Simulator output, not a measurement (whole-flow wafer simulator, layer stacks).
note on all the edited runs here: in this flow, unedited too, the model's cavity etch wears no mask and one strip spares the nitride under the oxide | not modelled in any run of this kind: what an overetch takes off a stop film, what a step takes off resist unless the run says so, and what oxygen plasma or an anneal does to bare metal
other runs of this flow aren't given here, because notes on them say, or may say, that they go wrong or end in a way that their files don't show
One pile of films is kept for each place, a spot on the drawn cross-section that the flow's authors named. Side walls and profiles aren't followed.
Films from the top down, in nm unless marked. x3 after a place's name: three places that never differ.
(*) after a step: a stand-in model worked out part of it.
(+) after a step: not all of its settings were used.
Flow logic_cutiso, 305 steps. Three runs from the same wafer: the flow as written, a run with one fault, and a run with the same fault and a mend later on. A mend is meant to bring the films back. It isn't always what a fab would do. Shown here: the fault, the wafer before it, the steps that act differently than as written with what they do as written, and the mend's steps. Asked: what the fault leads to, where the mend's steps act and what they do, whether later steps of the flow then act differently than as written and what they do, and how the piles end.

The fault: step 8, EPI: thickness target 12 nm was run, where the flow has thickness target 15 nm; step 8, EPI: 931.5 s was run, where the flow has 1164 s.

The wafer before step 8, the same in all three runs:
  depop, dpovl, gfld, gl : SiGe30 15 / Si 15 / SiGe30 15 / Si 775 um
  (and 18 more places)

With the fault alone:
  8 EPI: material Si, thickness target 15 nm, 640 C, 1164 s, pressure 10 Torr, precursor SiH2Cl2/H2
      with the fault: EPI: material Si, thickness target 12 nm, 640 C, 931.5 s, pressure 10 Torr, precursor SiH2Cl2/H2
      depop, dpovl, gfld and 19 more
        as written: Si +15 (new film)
        with the fault: Si +12 (new film)
  Later steps of the flow that act differently than as written (2 more steps differ only slightly, by at most 2% or 0.5 nm, whichever is larger, and aren't shown):
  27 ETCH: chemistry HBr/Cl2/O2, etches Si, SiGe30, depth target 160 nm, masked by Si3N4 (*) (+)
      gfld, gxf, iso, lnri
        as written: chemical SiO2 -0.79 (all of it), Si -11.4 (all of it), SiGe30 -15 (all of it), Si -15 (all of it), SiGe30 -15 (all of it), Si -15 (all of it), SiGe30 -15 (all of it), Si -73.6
        with the fault: chemical SiO2 -0.79 (all of it), Si -11.4 (all of it), SiGe30 -15 (all of it), Si -12 (all of it), SiGe30 -15 (all of it), Si -15 (all of it), SiGe30 -15 (all of it), Si -76.6
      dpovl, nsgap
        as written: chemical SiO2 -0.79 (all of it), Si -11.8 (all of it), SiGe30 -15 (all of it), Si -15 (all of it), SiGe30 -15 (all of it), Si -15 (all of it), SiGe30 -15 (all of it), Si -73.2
        with the fault: chemical SiO2 -0.79 (all of it), Si -11.8 (all of it), SiGe30 -15 (all of it), Si -12 (all of it), SiGe30 -15 (all of it), Si -15 (all of it), SiGe30 -15 (all of it), Si -76.2
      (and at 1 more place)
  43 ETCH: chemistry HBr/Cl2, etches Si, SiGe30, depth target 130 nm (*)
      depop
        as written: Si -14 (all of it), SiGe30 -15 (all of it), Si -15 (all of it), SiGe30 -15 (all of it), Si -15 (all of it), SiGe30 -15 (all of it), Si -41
        with the fault: Si -14 (all of it), SiGe30 -15 (all of it), Si -12 (all of it), SiGe30 -15 (all of it), Si -15 (all of it), SiGe30 -15 (all of it), Si -44
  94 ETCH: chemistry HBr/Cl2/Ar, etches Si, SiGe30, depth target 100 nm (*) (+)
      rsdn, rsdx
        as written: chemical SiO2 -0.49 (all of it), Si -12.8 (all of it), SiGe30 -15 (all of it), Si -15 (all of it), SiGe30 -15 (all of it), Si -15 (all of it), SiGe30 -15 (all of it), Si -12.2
        with the fault: chemical SiO2 -0.49 (all of it), Si -12.8 (all of it), SiGe30 -15 (all of it), Si -12 (all of it), SiGe30 -15 (all of it), Si -15 (all of it), SiGe30 -15 (all of it), Si -15.2
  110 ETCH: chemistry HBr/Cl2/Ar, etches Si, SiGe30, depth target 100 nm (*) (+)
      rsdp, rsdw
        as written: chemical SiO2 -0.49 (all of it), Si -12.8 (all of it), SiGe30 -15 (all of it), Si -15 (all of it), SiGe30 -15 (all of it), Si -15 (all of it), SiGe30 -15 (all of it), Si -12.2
        with the fault: chemical SiO2 -0.49 (all of it), Si -12.8 (all of it), SiGe30 -15 (all of it), Si -12 (all of it), SiGe30 -15 (all of it), Si -15 (all of it), SiGe30 -15 (all of it), Si -15.2
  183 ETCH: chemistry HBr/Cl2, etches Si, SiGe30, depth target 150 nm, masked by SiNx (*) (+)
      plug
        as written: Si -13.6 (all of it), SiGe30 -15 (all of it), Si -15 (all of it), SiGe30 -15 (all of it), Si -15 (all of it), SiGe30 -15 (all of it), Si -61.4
        with the fault: Si -13.6 (all of it), SiGe30 -15 (all of it), Si -12 (all of it), SiGe30 -15 (all of it), Si -15 (all of it), SiGe30 -15 (all of it), Si -64.4
  At the end the piles differ from the flow's by more than 2% or 0.5 nm, whichever is larger, at gl, glp, gxn and 6 more.
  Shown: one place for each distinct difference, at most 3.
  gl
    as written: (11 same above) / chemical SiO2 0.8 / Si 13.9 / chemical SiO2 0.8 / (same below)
    with the fault: (11 same above) / chemical SiO2 0.8 / Si 10.9 / chemical SiO2 0.8 / (same below)
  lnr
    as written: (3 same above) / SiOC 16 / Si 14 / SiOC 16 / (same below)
    with the fault: (3 same above) / SiOC 16 / Si 11 / SiOC 16 / (same below)
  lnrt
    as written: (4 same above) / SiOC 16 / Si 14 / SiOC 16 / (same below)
    with the fault: (4 same above) / SiOC 16 / Si 11 / SiOC 16 / (same below)

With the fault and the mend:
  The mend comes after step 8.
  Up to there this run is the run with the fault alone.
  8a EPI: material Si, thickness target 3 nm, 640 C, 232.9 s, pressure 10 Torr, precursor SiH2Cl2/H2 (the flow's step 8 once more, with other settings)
      depop, dpovl, gfld and 19 more
        Si +3
  No later step of the flow acts differently than as written, at any place that is followed, by more than 2% or 0.5 nm, whichever is larger.
  At the end the piles are the same as the flow's at every place that both follow.
